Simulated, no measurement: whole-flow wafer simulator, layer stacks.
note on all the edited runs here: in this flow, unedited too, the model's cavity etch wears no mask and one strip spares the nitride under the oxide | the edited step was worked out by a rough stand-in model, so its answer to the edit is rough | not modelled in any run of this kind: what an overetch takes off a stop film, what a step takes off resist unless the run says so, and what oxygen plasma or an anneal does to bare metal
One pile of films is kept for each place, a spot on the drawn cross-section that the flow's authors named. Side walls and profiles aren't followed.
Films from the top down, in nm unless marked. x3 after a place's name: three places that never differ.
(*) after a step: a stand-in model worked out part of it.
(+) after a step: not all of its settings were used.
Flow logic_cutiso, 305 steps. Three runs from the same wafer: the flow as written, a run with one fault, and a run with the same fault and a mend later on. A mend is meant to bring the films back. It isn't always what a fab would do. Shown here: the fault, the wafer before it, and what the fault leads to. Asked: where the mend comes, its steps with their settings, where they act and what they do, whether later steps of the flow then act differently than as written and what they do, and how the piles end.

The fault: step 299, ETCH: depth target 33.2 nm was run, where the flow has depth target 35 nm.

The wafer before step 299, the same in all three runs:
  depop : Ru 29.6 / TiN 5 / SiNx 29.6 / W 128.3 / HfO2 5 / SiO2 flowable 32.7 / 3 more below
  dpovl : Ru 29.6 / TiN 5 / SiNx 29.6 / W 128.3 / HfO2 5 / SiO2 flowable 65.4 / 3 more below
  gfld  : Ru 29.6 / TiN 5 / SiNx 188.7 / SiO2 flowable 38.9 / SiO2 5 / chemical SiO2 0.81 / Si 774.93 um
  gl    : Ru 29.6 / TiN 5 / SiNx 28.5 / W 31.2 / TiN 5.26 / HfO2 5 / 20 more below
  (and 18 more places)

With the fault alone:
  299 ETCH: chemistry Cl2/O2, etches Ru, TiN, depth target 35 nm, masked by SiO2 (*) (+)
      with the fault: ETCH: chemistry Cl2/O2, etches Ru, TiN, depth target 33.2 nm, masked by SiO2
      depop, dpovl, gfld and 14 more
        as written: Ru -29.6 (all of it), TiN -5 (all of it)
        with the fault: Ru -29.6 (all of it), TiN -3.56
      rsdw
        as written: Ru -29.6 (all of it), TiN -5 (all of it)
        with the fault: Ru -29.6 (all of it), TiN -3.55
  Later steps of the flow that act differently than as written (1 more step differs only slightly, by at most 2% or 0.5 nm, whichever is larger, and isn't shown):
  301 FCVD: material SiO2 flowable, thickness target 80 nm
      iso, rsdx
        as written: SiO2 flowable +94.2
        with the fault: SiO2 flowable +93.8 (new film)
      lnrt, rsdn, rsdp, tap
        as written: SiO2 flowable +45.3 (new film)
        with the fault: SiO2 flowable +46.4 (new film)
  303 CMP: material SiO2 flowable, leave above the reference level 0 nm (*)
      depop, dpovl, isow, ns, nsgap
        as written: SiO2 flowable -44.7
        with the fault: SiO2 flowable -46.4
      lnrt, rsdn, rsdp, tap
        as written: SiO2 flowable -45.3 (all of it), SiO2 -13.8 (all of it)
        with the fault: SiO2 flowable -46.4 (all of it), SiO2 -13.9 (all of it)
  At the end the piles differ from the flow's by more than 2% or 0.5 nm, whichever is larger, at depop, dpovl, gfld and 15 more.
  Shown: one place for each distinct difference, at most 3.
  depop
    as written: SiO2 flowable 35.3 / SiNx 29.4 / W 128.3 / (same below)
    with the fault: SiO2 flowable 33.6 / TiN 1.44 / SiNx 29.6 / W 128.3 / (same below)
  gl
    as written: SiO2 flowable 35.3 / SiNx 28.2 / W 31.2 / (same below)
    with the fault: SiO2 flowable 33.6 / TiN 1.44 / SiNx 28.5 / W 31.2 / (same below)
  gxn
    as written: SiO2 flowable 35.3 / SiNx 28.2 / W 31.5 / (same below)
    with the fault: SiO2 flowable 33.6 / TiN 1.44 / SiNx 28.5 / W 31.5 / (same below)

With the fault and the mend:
  The mend comes after step 299.
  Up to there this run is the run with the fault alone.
  299a ETCH: chemistry Cl2/O2, etches Ru, TiN, depth target 1.8 nm, masked by SiO2 (*) (+) (the flow's step 299 once more, with other settings)
      depop, dpovl, gfld and 14 more
        TiN -1.44 (all of it)
      lnrt, rsdn, rsdp, tap
        SiO2 -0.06
      rsdw
        TiN -1.45 (all of it)
  No later step of the flow acts differently than as written at any place that is followed.
  At the end the piles are the same as the flow's at every place that both follow.
